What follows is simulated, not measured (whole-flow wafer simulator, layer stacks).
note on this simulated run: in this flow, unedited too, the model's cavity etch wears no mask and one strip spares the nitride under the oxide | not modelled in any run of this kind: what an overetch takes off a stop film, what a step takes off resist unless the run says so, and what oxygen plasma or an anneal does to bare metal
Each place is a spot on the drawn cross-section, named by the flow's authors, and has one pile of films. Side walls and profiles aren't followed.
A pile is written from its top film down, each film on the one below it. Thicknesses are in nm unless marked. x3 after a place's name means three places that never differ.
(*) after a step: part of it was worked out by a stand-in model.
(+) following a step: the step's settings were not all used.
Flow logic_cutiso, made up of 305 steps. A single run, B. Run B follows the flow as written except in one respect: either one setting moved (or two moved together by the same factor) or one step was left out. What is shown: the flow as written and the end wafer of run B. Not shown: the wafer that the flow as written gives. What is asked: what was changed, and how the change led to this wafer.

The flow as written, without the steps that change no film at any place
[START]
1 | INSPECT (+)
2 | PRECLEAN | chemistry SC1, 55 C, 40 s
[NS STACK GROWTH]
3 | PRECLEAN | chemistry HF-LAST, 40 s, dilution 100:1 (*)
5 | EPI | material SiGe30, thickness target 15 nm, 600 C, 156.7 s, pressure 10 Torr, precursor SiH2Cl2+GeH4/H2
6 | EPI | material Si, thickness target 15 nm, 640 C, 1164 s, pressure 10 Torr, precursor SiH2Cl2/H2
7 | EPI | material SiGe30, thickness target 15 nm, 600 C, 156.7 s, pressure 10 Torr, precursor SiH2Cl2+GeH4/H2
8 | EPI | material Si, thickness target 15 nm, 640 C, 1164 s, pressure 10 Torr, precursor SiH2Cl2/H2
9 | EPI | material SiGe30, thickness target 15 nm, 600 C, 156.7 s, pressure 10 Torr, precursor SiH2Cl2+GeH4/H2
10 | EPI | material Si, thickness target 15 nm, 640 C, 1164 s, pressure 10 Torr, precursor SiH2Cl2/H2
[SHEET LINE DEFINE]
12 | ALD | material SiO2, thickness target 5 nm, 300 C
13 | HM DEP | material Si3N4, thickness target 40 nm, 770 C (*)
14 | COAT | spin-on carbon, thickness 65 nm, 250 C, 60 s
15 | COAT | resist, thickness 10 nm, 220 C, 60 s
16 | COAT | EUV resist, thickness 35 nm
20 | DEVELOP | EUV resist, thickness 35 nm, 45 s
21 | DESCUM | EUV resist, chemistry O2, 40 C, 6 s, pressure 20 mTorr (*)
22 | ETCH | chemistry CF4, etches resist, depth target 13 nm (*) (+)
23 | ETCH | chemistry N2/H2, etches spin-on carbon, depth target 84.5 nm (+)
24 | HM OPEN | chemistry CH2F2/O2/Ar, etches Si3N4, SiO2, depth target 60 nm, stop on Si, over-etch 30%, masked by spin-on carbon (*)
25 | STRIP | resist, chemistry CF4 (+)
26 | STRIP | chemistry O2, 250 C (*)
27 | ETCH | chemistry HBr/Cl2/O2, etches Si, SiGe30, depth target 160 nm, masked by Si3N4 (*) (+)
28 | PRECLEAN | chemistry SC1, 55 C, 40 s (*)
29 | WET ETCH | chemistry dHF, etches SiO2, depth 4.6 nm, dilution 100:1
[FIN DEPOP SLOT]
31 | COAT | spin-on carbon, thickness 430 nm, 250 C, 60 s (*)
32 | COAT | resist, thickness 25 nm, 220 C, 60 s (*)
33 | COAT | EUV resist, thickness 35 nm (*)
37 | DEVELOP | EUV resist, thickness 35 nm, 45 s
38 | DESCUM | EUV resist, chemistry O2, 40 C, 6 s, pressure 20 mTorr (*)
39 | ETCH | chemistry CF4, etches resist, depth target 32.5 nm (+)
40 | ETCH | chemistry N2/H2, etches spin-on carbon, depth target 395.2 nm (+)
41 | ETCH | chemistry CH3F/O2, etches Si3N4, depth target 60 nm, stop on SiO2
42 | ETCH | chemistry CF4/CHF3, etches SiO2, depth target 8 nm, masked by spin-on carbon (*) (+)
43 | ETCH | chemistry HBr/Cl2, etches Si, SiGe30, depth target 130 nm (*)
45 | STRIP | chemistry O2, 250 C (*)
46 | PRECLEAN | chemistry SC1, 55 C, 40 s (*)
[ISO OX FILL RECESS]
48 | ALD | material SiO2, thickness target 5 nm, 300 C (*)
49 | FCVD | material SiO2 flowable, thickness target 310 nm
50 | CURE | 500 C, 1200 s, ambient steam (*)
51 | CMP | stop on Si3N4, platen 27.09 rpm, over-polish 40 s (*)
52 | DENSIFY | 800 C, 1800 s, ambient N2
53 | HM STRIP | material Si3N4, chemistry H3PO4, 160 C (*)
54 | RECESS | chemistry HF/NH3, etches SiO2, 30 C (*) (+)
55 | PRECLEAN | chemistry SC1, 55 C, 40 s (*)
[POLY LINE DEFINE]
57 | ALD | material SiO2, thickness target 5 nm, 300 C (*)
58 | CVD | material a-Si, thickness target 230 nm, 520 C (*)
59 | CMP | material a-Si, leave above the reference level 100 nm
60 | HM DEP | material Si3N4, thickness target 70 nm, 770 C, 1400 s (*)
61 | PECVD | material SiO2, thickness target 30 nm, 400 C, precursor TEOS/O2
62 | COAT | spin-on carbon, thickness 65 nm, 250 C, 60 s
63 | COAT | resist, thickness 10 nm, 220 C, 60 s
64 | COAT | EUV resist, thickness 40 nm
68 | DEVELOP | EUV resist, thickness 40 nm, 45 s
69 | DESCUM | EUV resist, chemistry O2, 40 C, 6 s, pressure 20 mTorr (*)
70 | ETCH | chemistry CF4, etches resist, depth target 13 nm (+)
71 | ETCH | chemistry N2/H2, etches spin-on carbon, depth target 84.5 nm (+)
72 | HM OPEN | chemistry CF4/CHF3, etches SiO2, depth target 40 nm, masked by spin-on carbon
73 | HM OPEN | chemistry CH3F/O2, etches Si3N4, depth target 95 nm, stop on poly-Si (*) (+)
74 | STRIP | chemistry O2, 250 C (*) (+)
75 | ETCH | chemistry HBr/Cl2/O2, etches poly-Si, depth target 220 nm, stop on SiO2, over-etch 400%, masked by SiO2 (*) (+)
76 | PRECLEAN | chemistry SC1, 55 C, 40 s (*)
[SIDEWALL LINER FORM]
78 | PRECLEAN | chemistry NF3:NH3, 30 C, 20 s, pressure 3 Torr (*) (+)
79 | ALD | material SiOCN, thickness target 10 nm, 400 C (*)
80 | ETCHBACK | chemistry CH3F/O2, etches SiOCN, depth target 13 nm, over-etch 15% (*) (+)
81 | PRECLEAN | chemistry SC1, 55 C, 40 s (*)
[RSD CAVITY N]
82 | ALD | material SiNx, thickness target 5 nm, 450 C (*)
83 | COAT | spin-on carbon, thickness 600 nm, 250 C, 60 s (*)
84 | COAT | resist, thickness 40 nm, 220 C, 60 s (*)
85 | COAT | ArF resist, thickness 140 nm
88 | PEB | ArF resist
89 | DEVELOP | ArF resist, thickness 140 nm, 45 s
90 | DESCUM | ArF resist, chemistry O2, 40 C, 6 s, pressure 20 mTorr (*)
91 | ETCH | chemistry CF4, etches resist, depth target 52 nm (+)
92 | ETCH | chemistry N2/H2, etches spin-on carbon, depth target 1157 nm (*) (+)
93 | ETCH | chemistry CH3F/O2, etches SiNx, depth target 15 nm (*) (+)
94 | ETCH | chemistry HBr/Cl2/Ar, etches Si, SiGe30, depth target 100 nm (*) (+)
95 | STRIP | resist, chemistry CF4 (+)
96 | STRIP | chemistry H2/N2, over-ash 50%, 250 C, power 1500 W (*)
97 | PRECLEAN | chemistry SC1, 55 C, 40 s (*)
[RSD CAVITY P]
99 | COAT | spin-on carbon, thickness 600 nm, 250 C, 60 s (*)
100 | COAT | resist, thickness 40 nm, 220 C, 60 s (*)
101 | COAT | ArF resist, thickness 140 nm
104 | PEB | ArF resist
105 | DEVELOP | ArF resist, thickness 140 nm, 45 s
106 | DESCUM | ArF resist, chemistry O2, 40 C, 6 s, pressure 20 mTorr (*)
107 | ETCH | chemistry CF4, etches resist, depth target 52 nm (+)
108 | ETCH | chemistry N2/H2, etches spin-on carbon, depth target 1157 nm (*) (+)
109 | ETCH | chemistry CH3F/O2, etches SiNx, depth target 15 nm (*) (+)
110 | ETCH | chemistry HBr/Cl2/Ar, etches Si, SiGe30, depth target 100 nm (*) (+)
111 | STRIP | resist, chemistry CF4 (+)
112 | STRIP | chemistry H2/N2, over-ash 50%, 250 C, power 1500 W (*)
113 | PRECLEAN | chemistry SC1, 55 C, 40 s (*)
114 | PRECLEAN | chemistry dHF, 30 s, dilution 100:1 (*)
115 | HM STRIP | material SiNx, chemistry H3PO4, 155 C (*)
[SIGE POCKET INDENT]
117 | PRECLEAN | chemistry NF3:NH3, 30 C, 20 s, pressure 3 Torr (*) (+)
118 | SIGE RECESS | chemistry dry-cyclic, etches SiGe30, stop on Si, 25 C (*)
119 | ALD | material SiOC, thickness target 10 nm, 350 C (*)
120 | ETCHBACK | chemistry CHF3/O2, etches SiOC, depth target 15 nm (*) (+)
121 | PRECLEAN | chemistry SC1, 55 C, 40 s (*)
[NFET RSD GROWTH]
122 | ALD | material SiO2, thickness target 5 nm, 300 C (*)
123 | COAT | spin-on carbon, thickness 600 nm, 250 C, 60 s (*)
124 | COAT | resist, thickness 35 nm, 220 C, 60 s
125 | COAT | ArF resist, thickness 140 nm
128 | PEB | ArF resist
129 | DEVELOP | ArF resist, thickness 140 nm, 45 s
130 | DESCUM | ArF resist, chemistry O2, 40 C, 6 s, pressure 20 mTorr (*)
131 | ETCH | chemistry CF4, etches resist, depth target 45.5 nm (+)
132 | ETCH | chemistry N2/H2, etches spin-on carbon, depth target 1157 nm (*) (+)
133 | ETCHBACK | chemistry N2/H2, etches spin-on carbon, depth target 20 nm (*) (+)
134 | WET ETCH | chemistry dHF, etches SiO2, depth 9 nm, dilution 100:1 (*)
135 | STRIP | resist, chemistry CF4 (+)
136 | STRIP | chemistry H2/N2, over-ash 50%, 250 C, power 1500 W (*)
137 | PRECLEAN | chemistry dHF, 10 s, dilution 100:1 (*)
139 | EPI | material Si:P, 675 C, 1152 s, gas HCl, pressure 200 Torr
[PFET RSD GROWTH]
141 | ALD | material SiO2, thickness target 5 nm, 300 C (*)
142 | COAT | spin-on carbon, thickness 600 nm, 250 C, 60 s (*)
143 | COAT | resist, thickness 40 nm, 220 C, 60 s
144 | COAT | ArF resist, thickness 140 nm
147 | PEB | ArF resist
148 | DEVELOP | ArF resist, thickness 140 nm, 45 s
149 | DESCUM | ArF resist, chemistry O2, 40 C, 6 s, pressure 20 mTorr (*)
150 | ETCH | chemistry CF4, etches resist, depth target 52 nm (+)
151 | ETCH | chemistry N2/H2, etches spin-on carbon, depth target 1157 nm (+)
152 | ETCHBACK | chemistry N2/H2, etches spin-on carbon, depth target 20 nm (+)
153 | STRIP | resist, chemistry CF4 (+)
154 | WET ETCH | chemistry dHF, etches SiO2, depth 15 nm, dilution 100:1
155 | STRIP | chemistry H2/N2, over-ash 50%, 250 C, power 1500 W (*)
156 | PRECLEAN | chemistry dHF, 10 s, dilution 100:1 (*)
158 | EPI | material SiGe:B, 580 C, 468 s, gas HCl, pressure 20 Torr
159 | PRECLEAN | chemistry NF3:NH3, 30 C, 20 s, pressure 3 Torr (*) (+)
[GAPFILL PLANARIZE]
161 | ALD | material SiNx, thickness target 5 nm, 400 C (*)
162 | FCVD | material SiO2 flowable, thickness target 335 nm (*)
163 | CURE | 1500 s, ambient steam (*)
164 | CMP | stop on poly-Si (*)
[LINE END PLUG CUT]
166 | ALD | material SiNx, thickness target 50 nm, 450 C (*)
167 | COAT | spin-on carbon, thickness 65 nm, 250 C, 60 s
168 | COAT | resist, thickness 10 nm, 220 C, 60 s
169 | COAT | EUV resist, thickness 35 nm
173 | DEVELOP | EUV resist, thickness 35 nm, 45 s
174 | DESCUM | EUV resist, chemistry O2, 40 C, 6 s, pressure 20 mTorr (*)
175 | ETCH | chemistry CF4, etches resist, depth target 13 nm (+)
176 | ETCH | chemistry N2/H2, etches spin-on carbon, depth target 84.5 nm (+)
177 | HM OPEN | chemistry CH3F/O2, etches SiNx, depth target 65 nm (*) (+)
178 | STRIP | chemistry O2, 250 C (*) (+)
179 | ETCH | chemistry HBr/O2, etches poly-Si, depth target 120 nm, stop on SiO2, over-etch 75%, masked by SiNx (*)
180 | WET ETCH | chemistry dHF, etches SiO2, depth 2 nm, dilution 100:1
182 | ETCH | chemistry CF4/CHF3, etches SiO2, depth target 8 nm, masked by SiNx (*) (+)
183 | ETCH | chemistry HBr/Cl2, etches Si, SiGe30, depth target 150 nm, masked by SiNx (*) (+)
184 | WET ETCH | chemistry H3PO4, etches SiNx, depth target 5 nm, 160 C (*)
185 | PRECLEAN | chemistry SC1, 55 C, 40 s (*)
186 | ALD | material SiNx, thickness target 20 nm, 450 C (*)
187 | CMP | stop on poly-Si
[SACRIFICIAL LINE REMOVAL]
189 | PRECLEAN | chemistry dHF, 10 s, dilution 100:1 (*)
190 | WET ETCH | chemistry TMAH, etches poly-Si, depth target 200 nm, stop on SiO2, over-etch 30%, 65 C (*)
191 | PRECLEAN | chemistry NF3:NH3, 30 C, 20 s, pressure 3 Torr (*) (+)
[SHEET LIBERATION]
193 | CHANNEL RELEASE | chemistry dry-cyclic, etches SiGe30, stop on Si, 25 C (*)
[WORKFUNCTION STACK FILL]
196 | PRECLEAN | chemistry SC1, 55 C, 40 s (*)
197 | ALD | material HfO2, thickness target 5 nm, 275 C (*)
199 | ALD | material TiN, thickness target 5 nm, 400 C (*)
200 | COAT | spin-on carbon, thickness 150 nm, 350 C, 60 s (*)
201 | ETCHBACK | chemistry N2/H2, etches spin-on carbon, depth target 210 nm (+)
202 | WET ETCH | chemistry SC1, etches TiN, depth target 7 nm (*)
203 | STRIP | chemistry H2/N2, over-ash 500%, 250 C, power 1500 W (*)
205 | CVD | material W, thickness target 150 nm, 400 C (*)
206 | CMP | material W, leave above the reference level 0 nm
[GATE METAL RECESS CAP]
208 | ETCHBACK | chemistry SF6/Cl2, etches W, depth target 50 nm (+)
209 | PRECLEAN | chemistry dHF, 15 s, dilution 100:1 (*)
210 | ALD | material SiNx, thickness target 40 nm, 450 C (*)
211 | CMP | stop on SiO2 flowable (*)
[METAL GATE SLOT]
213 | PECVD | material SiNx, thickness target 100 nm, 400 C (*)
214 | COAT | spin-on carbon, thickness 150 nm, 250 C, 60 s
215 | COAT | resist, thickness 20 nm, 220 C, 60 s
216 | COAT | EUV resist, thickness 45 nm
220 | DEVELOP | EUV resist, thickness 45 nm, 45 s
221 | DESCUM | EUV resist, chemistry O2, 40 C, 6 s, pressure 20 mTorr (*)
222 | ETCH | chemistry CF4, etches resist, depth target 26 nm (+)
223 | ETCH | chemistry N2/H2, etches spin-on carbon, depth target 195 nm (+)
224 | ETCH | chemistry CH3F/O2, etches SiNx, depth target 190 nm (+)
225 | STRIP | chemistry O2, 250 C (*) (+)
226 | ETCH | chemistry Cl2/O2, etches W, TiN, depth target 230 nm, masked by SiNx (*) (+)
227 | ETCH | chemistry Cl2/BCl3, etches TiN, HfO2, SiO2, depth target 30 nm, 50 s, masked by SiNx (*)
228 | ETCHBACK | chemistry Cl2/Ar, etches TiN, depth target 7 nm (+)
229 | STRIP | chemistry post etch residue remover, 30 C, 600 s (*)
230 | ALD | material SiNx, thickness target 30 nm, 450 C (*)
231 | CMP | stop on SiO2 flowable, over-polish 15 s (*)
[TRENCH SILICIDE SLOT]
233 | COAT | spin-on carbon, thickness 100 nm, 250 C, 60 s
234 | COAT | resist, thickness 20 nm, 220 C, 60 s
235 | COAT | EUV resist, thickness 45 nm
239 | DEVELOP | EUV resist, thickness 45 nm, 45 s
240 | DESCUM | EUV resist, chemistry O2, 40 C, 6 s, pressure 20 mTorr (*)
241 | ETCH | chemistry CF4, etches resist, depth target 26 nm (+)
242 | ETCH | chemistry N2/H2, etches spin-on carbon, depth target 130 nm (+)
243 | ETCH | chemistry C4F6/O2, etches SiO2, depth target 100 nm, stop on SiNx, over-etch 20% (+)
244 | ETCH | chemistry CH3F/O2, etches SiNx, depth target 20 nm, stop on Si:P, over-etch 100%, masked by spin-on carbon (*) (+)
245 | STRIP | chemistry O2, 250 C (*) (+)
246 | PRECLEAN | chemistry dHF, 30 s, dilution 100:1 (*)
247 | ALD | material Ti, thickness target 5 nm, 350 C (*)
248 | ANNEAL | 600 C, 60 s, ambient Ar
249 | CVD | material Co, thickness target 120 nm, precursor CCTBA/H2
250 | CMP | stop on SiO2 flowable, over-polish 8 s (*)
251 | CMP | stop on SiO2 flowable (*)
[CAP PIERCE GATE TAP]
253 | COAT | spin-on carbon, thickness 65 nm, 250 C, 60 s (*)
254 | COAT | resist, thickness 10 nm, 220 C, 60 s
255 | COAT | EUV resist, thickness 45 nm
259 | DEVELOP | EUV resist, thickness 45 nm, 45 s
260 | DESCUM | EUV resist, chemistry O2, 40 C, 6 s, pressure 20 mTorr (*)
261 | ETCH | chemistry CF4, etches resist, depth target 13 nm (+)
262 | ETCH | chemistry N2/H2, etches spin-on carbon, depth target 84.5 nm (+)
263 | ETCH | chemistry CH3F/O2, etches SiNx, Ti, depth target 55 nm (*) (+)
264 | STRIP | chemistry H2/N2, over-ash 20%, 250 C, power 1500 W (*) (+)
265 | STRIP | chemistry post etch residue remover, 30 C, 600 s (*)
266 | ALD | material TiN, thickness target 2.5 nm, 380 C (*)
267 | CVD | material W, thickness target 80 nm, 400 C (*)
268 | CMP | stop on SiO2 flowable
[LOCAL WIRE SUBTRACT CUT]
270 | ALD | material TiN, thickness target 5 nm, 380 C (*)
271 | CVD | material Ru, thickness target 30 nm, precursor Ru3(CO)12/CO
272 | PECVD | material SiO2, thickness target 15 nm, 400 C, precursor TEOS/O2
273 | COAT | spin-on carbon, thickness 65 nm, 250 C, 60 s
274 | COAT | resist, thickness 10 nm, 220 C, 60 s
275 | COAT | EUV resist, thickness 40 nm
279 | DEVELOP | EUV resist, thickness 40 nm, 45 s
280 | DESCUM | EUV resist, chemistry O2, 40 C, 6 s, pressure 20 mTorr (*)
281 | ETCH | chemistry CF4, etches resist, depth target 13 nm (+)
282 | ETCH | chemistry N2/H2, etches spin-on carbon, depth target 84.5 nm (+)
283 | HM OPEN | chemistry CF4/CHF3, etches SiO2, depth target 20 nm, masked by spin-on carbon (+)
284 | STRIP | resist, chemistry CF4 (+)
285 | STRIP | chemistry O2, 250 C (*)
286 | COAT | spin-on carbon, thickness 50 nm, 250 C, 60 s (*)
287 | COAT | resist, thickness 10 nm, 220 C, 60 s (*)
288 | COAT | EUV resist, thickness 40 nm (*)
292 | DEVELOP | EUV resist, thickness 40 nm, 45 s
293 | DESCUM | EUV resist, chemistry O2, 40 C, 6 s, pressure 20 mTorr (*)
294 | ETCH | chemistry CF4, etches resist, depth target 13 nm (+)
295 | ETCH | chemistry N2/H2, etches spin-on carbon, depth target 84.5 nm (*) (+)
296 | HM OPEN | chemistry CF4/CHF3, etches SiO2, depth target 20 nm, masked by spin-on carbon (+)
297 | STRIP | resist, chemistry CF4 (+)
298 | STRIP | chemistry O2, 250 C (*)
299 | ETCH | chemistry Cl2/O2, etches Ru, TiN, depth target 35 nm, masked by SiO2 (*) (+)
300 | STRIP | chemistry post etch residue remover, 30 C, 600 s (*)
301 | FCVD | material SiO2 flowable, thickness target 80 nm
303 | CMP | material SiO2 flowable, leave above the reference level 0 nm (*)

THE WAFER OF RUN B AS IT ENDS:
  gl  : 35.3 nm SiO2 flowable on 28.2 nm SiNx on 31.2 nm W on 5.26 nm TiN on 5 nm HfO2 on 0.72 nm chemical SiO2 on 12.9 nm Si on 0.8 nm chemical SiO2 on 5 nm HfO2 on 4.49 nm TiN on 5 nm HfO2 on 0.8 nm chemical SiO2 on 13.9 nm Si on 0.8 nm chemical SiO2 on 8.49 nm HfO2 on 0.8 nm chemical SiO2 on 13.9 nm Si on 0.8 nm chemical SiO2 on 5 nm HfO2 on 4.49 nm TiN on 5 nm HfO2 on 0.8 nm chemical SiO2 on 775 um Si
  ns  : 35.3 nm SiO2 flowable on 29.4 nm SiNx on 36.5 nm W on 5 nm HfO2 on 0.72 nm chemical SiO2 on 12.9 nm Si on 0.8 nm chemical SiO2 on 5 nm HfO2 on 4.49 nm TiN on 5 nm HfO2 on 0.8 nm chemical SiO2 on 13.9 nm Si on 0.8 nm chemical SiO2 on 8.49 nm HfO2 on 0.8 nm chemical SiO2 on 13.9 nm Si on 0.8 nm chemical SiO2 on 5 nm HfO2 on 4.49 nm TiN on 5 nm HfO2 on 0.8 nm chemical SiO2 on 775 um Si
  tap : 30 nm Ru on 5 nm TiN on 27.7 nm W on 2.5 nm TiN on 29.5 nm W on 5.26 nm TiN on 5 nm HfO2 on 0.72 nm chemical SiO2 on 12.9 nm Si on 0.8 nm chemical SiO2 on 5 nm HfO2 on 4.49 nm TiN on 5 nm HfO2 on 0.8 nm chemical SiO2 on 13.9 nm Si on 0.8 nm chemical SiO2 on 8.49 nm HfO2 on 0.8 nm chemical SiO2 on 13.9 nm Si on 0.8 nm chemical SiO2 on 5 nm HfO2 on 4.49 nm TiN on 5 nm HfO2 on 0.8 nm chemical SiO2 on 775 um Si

What caused this: step 7, EPI: thickness target 9 nm was run, though the flow has thickness target 15 nm; step 7, EPI: 94 s was run, where the flow has 156.7 s.

The path from the change to this, step by step:
  7 | EPI | material SiGe30, thickness target 15 nm, 600 C, 156.7 s, pressure 10 Torr, precursor SiH2Cl2+GeH4/H2
      depop, dpovl, gfld and 19 more: +9 SiGe30 (new film) (as written it would have been: +15 SiGe30 (new film))
  27 | ETCH | chemistry HBr/Cl2/O2, etches Si, SiGe30, depth target 160 nm, masked by Si3N4 (*) (+)
      gfld, gxf, iso, lnri: -0.79 chemical SiO2 (all of it), -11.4 Si (all of it), -15 SiGe30 (all of it), -15 Si (all of it), -9 SiGe30 (all of it), -15 Si (all of it), -15 SiGe30 (all of it), -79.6 Si (as written it would have been: -0.79 chemical SiO2 (all of it), -11.4 Si (all of it), -15 SiGe30 (all of it), -15 Si (all of it), -15 SiGe30 (all of it), -15 Si (all of it), -15 SiGe30 (all of it), -73.6 Si)
      dpovl, nsgap: -0.79 chemical SiO2 (all of it), -11.8 Si (all of it), -15 SiGe30 (all of it), -15 Si (all of it), -9 SiGe30 (all of it), -15 Si (all of it), -15 SiGe30 (all of it), -79.2 Si (as written it would have been: -0.79 chemical SiO2 (all of it), -11.8 Si (all of it), -15 SiGe30 (all of it), -15 Si (all of it), -15 SiGe30 (all of it), -15 Si (all of it), -15 SiGe30 (all of it), -73.2 Si)
      (and at 1 other place as well)
  43 | ETCH | chemistry HBr/Cl2, etches Si, SiGe30, depth target 130 nm (*)
      depop: -14 Si (all of it), -15 SiGe30 (all of it), -15 Si (all of it), -9 SiGe30 (all of it), -15 Si (all of it), -15 SiGe30 (all of it), -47 Si (as written it would have been: -14 Si (all of it), -15 SiGe30 (all of it), -15 Si (all of it), -15 SiGe30 (all of it), -15 Si (all of it), -15 SiGe30 (all of it), -41 Si)
  94 | ETCH | chemistry HBr/Cl2/Ar, etches Si, SiGe30, depth target 100 nm (*) (+)
      rsdn, rsdx: -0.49 chemical SiO2 (all of it), -12.8 Si (all of it), -15 SiGe30 (all of it), -15 Si (all of it), -9 SiGe30 (all of it), -15 Si (all of it), -15 SiGe30 (all of it), -18.2 Si (as written it would have been: -0.49 chemical SiO2 (all of it), -12.8 Si (all of it), -15 SiGe30 (all of it), -15 Si (all of it), -15 SiGe30 (all of it), -15 Si (all of it), -15 SiGe30 (all of it), -12.2 Si)
  110 | ETCH | chemistry HBr/Cl2/Ar, etches Si, SiGe30, depth target 100 nm (*) (+)
      rsdp, rsdw: -0.49 chemical SiO2 (all of it), -12.8 Si (all of it), -15 SiGe30 (all of it), -15 Si (all of it), -9 SiGe30 (all of it), -15 Si (all of it), -15 SiGe30 (all of it), -18.2 Si (as written it would have been: -0.49 chemical SiO2 (all of it), -12.8 Si (all of it), -15 SiGe30 (all of it), -15 Si (all of it), -15 SiGe30 (all of it), -15 Si (all of it), -15 SiGe30 (all of it), -12.2 Si)
  118 | SIGE RECESS | chemistry dry-cyclic, etches SiGe30, stop on Si, 25 C (*)
      lnr, lnrp, lnrt: -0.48 SiOCN, -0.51 Si, +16 cavity (new film), -15 SiGe30 (all of it), -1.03 Si, +10 cavity (new film), -9 SiGe30 (all of it), -1.03 Si, +16 cavity (new film), -15 SiGe30 (all of it), -0.51 Si (as written it would have been: -0.48 SiOCN, -0.51 Si, +16 cavity (new film), -15 SiGe30 (all of it), -1.03 Si, +16 cavity (new film), -15 SiGe30 (all of it), -1.03 Si, +16 cavity (new film), -15 SiGe30 (all of it), -0.51 Si)
  119 | ALD | material SiOC, thickness target 10 nm, 350 C (*)
      lnr, lnrp, lnrt: +10 SiOC (new film), +16 SiOC (new film), -16 cavity (all of it), +10 SiOC (new film), -10 cavity (all of it), +16 SiOC (new film), -16 cavity (all of it) (as written it would have been: +10 SiOC (new film), +16 SiOC (new film), -16 cavity (all of it), +16 SiOC (new film), -16 cavity (all of it), +16 SiOC (new film), -16 cavity (all of it))
  183 | ETCH | chemistry HBr/Cl2, etches Si, SiGe30, depth target 150 nm, masked by SiNx (*) (+)
      plug: -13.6 Si (all of it), -15 SiGe30 (all of it), -15 Si (all of it), -9 SiGe30 (all of it), -15 Si (all of it), -15 SiGe30 (all of it), -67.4 Si (as written it would have been: -13.6 Si (all of it), -15 SiGe30 (all of it), -15 Si (all of it), -15 SiGe30 (all of it), -15 Si (all of it), -15 SiGe30 (all of it), -61.4 Si)
  193 | CHANNEL RELEASE | chemistry dry-cyclic, etches SiGe30, stop on Si, 25 C (*)
      gl, glp, gxn, gxp, ns, tap: +0.8 chemical SiO2 (new film), -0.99 Si, +0.8 chemical SiO2 (new film), +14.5 cavity (new film), +0.8 chemical SiO2 (new film), -15 SiGe30 (all of it), -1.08 Si, +0.8 chemical SiO2 (new film), +8.49 cavity (new film), +0.8 chemical SiO2 (new film), -9 SiGe30 (all of it), -1.08 Si, +0.8 chemical SiO2 (new film), +14.5 cavity (new film), +0.8 chemical SiO2 (new film), -15 SiGe30 (all of it), -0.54 Si (as written it would have been: +0.8 chemical SiO2 (new film), -0.99 Si, +0.8 chemical SiO2 (new film), +14.5 cavity (new film), +0.8 chemical SiO2 (new film), -15 SiGe30 (all of it), -1.08 Si, +0.8 chemical SiO2 (new film), +14.5 cavity (new film), +0.8 chemical SiO2 (new film), -15 SiGe30 (all of it), -1.08 Si, +0.8 chemical SiO2 (new film), +14.5 cavity (new film), +0.8 chemical SiO2 (new film), -15 SiGe30 (all of it), -0.54 Si)
  197 | ALD | material HfO2, thickness target 5 nm, 275 C (*)
      gl, glp, gxn, gxp, ns, tap: +5 HfO2 (new film), +5 HfO2 (new film), -10 cavity, +5 HfO2 (new film), +8.49 HfO2 (new film), -8.49 cavity (all of it), +5 HfO2 (new film), -10 cavity, +5 HfO2 (new film) (as written it would have been: +5 HfO2 (new film), +5 HfO2 (new film), -10 cavity, +5 HfO2 (new film), +5 HfO2 (new film), -10 cavity, +5 HfO2 (new film), +5 HfO2 (new film), -10 cavity, +5 HfO2 (new film))
  199 | ALD | material TiN, thickness target 5 nm, 400 C (*)
      gl, glp, tap: +5.26 TiN (new film), +4.49 TiN (new film), -4.49 cavity (all of it), +4.49 TiN (new film), -4.49 cavity (all of it) (as written it would have been: +5.26 TiN (new film), +4.49 TiN (new film), -4.49 cavity (all of it), +4.49 TiN (new film), -4.49 cavity (all of it), +4.49 TiN (new film), -4.49 cavity (all of it))
      gxn, gxp, ns: +5 TiN (new film), +4.49 TiN (new film), -4.49 cavity (all of it), +4.49 TiN (new film), -4.49 cavity (all of it) (as written it would have been: +5 TiN (new film), +4.49 TiN (new film), -4.49 cavity (all of it), +4.49 TiN (new film), -4.49 cavity (all of it), +4.49 TiN (new film), -4.49 cavity (all of it))
Taking metal films that touch as one body, gl has 3 bodies (between them, from the top down: HfO2 5 / chemical SiO2 0.72 / Si 12.9 / chemical SiO2 0.8 / HfO2 5; HfO2 5 / chemical SiO2 0.8 / Si 13.9 / chemical SiO2 0.8 / HfO2 8.49 / chemical SiO2 0.8 / Si 13.9 / chemical SiO2 0.8 / HfO2 5); the flow as written gives 4 bodies (between them, from the top down: HfO2 5 / chemical SiO2 0.72 / Si 12.9 / chemical SiO2 0.8 / HfO2 5; HfO2 5 / chemical SiO2 0.8 / Si 13.9 / chemical SiO2 0.8 / HfO2 5; HfO2 5 / chemical SiO2 0.8 / Si 13.9 / chemical SiO2 0.8 / HfO2 5).
Taking metal films that touch as one body, ns has 3 bodies (between them, from the top down: HfO2 5 / chemical SiO2 0.72 / Si 12.9 / chemical SiO2 0.8 / HfO2 5; HfO2 5 / chemical SiO2 0.8 / Si 13.9 / chemical SiO2 0.8 / HfO2 8.49 / chemical SiO2 0.8 / Si 13.9 / chemical SiO2 0.8 / HfO2 5); the flow as written gives 4 bodies (between them, from the top down: HfO2 5 / chemical SiO2 0.72 / Si 12.9 / chemical SiO2 0.8 / HfO2 5; HfO2 5 / chemical SiO2 0.8 / Si 13.9 / chemical SiO2 0.8 / HfO2 5; HfO2 5 / chemical SiO2 0.8 / Si 13.9 / chemical SiO2 0.8 / HfO2 5).
Taking metal films that touch as one body, tap has 3 bodies (between them, from the top down: HfO2 5 / chemical SiO2 0.72 / Si 12.9 / chemical SiO2 0.8 / HfO2 5; HfO2 5 / chemical SiO2 0.8 / Si 13.9 / chemical SiO2 0.8 / HfO2 8.49 / chemical SiO2 0.8 / Si 13.9 / chemical SiO2 0.8 / HfO2 5); the flow as written gives 4 bodies (between them, from the top down: HfO2 5 / chemical SiO2 0.72 / Si 12.9 / chemical SiO2 0.8 / HfO2 5; HfO2 5 / chemical SiO2 0.8 / Si 13.9 / chemical SiO2 0.8 / HfO2 5; HfO2 5 / chemical SiO2 0.8 / Si 13.9 / chemical SiO2 0.8 / HfO2 5).
